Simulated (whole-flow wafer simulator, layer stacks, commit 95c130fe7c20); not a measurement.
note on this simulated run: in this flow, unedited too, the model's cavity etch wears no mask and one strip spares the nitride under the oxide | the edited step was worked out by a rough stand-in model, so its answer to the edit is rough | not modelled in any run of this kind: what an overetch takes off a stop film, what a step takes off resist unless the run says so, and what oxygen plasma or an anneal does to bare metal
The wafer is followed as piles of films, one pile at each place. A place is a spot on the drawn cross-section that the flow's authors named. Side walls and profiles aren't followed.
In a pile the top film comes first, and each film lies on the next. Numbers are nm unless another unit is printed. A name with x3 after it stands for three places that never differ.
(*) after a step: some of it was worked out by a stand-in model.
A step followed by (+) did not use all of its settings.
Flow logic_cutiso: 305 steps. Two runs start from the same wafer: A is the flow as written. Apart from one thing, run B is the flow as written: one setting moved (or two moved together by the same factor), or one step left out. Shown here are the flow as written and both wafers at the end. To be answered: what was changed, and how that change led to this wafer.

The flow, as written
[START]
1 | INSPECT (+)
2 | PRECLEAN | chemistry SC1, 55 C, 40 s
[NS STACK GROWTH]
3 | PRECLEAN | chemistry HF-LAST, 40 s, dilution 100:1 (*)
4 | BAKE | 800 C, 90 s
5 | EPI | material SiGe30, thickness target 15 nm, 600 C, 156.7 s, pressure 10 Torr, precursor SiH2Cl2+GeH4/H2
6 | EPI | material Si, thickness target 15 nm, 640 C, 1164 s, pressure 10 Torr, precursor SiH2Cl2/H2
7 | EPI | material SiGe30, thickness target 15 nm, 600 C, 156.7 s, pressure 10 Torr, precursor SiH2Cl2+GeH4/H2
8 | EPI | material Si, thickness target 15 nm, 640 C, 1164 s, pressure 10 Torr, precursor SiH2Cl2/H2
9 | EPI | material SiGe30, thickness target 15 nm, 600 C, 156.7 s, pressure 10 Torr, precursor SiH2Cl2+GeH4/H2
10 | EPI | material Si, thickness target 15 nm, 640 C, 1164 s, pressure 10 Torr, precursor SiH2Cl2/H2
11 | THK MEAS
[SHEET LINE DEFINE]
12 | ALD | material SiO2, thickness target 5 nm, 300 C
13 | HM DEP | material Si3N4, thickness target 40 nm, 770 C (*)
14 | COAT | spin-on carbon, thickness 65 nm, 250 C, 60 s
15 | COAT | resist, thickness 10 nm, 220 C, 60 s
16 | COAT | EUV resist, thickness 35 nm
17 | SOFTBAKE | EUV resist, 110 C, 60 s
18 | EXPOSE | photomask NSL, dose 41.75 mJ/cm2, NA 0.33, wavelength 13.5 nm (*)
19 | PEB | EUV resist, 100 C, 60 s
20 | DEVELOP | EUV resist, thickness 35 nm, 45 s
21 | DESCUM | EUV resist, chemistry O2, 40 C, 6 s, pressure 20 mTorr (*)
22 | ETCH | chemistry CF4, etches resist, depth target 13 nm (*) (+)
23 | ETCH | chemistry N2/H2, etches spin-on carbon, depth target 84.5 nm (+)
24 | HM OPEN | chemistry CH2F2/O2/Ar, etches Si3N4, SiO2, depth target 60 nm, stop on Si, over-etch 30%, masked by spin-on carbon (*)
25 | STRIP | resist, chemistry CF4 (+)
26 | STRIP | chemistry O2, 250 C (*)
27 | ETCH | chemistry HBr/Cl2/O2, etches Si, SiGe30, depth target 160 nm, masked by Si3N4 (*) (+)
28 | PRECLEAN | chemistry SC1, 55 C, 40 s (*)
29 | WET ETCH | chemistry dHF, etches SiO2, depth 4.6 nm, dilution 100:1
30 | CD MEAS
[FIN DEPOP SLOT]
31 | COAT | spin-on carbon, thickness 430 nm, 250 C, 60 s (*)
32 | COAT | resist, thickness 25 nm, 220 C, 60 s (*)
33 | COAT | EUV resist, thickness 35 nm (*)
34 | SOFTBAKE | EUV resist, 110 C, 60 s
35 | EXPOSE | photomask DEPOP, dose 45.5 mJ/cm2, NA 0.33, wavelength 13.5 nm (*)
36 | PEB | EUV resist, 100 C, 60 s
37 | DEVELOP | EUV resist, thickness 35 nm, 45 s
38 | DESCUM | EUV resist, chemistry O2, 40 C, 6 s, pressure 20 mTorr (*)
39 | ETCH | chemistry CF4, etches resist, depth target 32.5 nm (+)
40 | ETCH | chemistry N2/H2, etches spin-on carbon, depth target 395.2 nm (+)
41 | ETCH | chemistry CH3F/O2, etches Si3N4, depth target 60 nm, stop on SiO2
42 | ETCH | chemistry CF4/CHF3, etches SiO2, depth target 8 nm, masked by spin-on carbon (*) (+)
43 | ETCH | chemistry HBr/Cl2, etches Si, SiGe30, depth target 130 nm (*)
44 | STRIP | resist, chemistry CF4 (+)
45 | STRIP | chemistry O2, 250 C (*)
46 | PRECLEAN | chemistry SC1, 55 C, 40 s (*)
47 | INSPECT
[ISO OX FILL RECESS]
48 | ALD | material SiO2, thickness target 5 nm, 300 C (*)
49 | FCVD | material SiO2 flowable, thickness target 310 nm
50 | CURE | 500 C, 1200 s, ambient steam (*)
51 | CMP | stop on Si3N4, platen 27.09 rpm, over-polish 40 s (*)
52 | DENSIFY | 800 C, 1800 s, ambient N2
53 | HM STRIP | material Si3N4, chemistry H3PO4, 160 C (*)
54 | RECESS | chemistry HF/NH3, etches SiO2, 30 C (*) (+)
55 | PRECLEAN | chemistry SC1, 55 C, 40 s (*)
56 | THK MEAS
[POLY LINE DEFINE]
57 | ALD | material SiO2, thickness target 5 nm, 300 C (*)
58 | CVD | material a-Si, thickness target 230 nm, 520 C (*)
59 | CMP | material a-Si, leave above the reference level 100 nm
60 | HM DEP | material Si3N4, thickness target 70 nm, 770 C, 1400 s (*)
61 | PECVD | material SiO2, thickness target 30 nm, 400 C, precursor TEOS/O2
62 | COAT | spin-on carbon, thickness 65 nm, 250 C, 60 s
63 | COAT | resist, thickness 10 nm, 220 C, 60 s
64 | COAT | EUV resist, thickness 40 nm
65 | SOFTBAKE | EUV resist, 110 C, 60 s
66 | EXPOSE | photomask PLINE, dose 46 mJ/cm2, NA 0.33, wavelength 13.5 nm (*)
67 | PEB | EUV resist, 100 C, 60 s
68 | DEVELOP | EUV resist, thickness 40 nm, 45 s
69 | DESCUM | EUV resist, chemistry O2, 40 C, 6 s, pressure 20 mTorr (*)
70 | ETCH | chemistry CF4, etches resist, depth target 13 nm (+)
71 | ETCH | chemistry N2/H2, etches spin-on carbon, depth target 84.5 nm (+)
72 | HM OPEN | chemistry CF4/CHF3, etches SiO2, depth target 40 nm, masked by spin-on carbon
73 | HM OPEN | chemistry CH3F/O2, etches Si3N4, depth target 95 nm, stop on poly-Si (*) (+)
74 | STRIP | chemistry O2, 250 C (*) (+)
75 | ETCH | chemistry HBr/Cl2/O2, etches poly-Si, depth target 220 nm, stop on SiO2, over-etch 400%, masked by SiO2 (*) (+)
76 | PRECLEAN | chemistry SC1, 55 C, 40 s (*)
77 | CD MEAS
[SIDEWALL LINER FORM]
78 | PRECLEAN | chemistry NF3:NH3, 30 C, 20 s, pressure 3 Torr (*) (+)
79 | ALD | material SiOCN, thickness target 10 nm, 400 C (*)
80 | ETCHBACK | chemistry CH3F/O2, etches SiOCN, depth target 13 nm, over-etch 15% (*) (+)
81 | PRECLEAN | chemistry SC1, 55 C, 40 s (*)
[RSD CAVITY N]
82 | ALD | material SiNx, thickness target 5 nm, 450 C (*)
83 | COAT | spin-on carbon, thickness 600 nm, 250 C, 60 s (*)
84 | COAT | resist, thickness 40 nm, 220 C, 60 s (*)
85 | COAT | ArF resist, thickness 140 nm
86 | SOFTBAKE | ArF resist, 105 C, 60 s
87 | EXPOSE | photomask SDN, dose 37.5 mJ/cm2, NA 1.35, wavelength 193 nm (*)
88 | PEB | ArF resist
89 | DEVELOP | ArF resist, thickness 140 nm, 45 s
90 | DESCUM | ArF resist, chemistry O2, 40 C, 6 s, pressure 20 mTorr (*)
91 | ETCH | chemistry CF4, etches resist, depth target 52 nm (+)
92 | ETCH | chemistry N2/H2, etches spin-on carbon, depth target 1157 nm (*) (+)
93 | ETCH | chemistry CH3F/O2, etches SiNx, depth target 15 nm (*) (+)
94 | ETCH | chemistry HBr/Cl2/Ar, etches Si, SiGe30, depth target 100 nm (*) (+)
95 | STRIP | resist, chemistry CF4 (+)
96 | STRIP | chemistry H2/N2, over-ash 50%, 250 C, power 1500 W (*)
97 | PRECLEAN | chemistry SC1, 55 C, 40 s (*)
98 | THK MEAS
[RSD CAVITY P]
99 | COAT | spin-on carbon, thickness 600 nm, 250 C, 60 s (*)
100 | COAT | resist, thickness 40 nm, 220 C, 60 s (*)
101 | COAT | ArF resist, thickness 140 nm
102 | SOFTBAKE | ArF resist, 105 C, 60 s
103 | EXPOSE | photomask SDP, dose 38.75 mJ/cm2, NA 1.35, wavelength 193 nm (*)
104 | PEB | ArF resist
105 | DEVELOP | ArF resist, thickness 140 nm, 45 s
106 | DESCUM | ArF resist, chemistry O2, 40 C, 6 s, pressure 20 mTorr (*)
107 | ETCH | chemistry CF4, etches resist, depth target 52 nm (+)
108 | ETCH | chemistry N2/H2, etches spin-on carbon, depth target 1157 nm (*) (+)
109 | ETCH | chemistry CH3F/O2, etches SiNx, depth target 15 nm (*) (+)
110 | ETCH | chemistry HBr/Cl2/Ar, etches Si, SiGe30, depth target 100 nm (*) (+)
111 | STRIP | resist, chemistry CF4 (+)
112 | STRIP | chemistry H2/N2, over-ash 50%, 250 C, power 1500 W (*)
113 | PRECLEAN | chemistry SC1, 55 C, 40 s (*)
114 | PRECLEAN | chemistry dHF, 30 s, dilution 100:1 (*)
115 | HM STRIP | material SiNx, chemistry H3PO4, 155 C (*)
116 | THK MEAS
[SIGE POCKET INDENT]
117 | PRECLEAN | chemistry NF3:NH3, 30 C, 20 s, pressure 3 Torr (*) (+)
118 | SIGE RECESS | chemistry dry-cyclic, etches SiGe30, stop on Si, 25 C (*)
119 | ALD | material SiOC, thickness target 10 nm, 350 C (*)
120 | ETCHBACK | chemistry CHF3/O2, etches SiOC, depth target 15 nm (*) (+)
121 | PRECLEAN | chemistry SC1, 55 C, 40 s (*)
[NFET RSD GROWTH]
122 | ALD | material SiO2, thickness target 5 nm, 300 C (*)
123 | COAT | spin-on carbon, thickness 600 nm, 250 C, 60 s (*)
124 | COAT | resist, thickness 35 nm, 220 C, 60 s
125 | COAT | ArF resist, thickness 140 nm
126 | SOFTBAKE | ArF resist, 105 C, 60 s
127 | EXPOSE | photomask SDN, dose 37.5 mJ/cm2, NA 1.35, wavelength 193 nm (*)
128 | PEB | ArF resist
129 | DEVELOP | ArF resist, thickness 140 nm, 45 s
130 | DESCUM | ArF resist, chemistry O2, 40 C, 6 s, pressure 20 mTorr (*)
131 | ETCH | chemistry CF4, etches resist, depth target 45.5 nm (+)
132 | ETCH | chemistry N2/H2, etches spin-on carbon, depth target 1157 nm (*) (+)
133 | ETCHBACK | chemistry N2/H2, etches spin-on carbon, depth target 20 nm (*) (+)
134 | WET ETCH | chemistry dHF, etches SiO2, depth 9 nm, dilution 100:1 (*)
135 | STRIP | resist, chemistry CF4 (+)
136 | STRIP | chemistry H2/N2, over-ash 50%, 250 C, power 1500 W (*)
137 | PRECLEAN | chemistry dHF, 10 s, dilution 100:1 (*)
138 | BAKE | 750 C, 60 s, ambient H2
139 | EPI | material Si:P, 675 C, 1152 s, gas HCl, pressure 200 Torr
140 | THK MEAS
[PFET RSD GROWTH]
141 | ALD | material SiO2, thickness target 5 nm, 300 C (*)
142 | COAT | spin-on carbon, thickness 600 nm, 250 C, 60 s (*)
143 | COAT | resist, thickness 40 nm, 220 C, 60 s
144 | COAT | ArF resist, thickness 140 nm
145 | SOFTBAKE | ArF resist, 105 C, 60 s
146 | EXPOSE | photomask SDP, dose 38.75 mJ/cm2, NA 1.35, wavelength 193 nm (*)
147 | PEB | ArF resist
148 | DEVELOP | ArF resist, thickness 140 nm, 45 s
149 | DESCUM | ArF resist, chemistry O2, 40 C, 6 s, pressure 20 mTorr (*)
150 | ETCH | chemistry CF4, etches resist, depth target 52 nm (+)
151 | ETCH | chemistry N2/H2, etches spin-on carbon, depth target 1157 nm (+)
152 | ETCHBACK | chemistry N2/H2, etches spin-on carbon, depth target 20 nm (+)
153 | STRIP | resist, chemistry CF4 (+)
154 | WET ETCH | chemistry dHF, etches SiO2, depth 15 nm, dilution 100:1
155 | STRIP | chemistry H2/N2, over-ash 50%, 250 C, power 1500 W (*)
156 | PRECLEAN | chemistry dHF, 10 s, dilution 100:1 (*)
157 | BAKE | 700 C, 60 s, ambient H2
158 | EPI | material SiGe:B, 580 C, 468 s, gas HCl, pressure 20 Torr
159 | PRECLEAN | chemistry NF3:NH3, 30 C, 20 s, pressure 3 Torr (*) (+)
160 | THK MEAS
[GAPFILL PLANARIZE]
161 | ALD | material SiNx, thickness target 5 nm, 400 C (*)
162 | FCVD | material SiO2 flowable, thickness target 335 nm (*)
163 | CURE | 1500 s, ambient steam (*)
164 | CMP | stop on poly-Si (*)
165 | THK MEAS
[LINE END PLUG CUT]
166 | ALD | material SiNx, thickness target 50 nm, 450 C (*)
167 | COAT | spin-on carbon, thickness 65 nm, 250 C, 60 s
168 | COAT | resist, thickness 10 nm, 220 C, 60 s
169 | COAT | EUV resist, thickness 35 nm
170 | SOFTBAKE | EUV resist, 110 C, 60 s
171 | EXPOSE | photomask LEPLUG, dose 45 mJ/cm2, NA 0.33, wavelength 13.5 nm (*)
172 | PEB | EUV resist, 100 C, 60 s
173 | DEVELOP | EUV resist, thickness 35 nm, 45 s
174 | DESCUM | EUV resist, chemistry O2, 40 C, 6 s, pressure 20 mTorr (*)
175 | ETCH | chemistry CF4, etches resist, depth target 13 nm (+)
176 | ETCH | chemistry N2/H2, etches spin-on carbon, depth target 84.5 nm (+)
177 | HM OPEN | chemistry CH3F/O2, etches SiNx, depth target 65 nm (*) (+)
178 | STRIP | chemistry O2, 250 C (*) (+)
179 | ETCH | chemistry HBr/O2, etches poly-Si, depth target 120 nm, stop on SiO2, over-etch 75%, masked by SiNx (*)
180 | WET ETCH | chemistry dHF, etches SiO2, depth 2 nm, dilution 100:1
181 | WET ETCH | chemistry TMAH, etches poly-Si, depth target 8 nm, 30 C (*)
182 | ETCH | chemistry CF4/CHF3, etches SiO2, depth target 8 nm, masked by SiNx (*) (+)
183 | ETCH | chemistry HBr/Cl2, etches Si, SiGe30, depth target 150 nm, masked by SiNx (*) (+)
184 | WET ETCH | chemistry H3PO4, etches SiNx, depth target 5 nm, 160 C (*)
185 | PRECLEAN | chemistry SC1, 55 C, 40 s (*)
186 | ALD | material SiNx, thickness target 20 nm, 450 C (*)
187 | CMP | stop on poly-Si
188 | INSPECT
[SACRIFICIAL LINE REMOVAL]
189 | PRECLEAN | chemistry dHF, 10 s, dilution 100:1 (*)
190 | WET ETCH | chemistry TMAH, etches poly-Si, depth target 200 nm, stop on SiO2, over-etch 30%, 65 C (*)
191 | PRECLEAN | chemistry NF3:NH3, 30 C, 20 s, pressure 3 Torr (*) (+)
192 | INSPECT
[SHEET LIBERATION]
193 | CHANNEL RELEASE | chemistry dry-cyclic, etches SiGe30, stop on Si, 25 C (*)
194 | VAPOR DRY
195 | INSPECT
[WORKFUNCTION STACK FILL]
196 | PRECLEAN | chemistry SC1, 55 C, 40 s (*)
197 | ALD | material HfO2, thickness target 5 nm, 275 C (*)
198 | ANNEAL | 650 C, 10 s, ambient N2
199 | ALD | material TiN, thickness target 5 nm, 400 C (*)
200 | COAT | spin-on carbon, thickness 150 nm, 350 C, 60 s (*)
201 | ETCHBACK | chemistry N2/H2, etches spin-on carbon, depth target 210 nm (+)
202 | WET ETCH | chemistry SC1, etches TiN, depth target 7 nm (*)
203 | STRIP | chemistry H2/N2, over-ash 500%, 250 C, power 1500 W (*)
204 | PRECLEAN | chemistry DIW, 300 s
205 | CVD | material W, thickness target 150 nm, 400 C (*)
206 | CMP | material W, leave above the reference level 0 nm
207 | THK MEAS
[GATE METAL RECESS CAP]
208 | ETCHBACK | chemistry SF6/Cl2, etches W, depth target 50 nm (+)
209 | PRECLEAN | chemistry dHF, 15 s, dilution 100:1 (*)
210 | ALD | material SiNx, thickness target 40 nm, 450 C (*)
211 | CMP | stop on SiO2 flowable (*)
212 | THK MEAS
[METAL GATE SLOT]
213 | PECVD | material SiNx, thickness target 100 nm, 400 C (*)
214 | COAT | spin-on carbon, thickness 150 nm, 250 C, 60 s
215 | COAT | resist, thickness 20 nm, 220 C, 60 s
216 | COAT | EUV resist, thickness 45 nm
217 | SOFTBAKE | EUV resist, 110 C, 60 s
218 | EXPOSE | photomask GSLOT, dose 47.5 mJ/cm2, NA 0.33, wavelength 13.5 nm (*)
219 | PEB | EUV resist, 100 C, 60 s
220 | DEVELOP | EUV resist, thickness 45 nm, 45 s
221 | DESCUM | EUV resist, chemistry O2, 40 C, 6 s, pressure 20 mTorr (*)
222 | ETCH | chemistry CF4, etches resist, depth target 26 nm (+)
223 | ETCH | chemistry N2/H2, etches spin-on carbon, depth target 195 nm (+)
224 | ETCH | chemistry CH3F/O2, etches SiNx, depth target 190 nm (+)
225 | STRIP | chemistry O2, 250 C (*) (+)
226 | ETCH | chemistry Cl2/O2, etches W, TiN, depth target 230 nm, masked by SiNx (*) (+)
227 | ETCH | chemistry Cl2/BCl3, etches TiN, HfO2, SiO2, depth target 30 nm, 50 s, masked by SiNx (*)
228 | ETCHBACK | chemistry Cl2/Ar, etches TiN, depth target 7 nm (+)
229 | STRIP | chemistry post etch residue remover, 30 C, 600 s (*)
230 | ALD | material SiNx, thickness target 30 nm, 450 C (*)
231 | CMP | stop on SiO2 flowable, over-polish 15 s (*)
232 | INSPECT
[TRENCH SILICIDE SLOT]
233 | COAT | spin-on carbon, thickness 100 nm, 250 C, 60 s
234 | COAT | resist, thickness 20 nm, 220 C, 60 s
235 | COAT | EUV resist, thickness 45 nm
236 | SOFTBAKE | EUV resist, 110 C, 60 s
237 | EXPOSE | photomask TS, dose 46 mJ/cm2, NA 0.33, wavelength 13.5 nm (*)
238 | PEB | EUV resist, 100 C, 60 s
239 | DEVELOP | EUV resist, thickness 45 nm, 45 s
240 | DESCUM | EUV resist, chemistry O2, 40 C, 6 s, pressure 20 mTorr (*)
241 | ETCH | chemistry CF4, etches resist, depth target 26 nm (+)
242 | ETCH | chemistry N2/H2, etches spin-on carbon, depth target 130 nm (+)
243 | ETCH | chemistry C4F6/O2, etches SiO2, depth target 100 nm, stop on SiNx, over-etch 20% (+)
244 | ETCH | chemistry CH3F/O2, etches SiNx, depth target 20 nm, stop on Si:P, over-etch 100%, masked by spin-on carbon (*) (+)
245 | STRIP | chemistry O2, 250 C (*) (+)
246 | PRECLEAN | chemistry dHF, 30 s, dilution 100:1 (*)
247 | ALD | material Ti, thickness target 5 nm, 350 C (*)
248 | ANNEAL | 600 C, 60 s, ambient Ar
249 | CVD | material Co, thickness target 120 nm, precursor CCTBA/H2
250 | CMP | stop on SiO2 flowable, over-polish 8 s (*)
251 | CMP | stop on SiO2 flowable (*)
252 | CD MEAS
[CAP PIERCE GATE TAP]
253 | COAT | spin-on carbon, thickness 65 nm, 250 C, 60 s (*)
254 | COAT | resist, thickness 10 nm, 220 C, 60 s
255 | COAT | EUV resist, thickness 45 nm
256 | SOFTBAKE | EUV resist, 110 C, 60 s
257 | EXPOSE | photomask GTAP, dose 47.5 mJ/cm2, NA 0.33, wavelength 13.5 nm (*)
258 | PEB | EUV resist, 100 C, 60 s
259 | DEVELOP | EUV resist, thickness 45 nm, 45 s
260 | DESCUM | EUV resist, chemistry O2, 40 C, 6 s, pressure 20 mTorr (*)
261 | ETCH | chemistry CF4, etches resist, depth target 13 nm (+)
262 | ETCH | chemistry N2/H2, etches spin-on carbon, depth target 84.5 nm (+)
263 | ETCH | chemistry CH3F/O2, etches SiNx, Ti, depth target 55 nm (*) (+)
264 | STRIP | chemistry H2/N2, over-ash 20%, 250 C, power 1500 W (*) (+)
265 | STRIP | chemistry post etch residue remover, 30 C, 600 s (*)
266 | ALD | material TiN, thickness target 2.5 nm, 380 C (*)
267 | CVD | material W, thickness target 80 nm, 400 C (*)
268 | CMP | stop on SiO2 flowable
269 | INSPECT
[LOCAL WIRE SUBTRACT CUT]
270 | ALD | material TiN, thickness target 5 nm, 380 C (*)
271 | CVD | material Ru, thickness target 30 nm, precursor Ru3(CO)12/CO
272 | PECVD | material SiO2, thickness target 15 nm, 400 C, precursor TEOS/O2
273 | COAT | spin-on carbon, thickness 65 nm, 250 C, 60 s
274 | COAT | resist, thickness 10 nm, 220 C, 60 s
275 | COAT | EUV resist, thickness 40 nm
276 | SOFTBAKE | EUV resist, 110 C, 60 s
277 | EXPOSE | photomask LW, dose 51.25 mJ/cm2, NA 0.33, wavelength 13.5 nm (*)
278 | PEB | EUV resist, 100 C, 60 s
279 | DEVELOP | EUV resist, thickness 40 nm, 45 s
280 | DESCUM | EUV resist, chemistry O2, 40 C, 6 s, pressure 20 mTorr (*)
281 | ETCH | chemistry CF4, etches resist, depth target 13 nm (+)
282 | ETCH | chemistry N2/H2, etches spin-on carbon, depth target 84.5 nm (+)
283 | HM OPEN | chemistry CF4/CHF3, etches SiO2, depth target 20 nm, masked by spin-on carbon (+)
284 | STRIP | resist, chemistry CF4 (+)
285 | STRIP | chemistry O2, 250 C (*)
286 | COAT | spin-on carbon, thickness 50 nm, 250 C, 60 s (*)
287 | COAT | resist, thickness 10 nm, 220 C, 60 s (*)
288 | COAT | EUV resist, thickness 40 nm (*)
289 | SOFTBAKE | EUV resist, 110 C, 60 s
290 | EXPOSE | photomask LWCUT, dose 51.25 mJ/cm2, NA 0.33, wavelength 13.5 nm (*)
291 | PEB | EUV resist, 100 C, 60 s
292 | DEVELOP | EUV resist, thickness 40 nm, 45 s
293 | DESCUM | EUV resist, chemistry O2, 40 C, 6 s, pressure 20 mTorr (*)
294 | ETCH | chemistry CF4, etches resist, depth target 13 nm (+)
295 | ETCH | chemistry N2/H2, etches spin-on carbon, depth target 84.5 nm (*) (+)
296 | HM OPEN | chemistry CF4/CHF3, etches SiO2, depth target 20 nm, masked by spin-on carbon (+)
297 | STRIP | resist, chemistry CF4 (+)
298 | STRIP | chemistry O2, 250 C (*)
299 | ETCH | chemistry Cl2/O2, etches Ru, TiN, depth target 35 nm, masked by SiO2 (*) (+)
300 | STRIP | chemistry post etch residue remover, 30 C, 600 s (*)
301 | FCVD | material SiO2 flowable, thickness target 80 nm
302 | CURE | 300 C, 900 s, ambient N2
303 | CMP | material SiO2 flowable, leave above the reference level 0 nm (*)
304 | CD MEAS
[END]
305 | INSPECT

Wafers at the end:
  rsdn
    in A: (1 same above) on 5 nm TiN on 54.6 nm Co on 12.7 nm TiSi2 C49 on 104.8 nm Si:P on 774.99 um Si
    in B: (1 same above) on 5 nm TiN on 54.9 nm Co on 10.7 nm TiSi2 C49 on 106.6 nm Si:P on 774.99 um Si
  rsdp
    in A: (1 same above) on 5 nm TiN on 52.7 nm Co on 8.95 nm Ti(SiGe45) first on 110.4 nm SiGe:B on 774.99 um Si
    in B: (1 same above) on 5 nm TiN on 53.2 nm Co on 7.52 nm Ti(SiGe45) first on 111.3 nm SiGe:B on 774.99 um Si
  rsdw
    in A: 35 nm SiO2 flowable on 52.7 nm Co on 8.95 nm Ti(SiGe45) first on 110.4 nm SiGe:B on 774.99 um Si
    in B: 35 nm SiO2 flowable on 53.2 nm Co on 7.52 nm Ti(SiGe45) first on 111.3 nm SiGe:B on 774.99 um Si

The reason: step 247, ALD: thickness target 4.2 nm was run, whereas the flow has thickness target 5 nm.

How this came from the change, step by step:
  247 | ALD | material Ti, thickness target 5 nm, 350 C (*)
      depop, dpovl, gfld and 19 more: A +5 Ti (new film) | B +4.2 Ti (new film)
  248 | ANNEAL | 600 C, 60 s, ambient Ar
      rsdp, rsdw: A +8.95 Ti(SiGe45) first (new film), -5 Ti (all of it), -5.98 SiGe:B | B +7.52 Ti(SiGe45) first (new film), -4.2 Ti (all of it), -5.02 SiGe:B
      rsdn: A +12.7 TiSi2 C49 (new film), -5 Ti (all of it), -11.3 Si:P | B +10.7 TiSi2 C49 (new film), -4.2 Ti (all of it), -9.53 Si:P
  250 | CMP | stop on SiO2 flowable, over-polish 8 s (*)
      rsdx: A -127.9 Co (all of it) | B -127 Co
      gl, glp, gxf, gxn, gxp, tap: A -120.3 Co (all of it), -5 Ti (all of it), -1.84 SiNx | B -120.3 Co (all of it), -4.2 Ti (all of it), -1.84 SiNx
      (as well as at 11 more places)
  251 | CMP | stop on SiO2 flowable (*)
      rsdx: A -5 Ti (all of it) | B -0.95 Co (all of it), -4.2 Ti (all of it)
      iso: A -1.22 Co (all of it), -4.34 Ti | B -2.02 Co (all of it), -3.54 Ti
